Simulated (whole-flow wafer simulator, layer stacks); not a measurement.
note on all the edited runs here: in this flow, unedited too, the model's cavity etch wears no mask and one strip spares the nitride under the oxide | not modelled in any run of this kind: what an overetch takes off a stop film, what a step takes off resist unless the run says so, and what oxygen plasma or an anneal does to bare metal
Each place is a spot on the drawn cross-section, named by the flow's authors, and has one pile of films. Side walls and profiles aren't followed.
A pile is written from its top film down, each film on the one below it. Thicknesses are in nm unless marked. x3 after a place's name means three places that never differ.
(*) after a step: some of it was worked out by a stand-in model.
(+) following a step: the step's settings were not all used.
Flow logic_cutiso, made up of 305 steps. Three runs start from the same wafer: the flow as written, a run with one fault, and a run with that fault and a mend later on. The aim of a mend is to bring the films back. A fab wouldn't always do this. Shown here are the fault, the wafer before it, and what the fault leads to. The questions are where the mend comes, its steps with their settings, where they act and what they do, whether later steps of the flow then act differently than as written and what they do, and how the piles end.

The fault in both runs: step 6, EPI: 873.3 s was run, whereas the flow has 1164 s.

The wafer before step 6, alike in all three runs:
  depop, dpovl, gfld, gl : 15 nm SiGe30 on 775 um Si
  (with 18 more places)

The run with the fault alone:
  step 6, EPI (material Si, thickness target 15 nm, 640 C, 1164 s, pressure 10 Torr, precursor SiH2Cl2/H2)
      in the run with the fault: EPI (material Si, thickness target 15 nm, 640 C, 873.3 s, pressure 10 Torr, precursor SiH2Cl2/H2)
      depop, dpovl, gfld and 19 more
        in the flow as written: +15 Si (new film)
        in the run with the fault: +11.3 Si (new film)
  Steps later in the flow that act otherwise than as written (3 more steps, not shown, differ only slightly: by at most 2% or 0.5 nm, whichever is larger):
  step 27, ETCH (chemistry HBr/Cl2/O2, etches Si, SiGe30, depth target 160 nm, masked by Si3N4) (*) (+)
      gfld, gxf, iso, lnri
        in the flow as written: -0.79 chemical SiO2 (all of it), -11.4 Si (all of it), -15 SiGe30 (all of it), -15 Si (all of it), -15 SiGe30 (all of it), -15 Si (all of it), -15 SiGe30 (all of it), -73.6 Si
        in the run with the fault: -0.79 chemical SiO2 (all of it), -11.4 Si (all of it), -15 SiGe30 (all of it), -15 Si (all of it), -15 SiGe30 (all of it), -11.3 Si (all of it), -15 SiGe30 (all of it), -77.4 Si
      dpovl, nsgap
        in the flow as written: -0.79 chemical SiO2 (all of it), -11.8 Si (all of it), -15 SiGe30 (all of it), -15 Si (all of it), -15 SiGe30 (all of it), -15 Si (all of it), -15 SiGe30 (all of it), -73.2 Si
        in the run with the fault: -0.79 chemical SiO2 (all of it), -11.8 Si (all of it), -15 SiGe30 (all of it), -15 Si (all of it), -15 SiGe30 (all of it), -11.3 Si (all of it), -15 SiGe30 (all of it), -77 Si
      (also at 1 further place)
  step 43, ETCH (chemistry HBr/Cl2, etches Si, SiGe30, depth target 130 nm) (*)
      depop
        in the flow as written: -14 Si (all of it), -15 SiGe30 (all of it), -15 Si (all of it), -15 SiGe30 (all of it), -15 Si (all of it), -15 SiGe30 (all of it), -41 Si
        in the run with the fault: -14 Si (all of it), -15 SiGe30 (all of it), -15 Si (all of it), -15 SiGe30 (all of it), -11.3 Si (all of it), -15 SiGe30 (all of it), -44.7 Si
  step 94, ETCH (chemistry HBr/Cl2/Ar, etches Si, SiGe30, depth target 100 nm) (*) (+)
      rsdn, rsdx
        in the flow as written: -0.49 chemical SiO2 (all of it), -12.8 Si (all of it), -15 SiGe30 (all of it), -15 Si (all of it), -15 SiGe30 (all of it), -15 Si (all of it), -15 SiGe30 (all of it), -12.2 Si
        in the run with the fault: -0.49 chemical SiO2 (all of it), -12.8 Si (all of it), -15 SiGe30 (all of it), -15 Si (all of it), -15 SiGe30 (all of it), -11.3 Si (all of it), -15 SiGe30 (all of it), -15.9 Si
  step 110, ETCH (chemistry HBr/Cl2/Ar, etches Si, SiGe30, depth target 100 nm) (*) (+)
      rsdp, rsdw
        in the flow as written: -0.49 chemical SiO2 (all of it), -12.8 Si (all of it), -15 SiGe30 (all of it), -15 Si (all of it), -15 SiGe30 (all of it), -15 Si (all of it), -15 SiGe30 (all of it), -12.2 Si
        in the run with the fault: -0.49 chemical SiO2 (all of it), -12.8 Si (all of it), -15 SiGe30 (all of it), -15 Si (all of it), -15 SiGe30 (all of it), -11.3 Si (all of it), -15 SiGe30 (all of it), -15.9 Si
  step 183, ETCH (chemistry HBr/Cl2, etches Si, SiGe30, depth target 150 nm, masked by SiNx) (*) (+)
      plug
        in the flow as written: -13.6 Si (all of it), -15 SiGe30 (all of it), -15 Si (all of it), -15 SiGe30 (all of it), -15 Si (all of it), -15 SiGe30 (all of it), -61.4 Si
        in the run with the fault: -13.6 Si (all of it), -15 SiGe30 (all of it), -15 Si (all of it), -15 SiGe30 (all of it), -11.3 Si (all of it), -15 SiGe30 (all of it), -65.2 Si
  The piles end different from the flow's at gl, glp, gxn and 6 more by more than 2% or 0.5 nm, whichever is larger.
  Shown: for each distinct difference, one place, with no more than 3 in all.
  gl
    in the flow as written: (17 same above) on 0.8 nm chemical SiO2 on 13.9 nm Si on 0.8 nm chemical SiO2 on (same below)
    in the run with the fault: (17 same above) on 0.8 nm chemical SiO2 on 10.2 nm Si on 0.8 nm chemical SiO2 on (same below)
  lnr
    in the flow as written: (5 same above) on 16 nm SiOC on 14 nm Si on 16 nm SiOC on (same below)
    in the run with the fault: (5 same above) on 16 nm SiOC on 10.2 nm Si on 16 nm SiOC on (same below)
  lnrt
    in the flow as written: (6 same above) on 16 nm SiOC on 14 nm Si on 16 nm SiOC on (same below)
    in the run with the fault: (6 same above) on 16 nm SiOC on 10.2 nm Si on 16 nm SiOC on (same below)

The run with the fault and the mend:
  After step 6 comes the mend.
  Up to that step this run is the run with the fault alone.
  step 6a, EPI (material Si, thickness target 15 nm, 640 C, 291.1 s, pressure 10 Torr, precursor SiH2Cl2/H2) (a further turn of the flow's step 6, with different settings)
      depop, dpovl, gfld and 19 more
        +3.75 Si
  Later steps of the flow that are run all act as written at every place that is followed.
  The piles end the same as the flow's at every place that both follow.
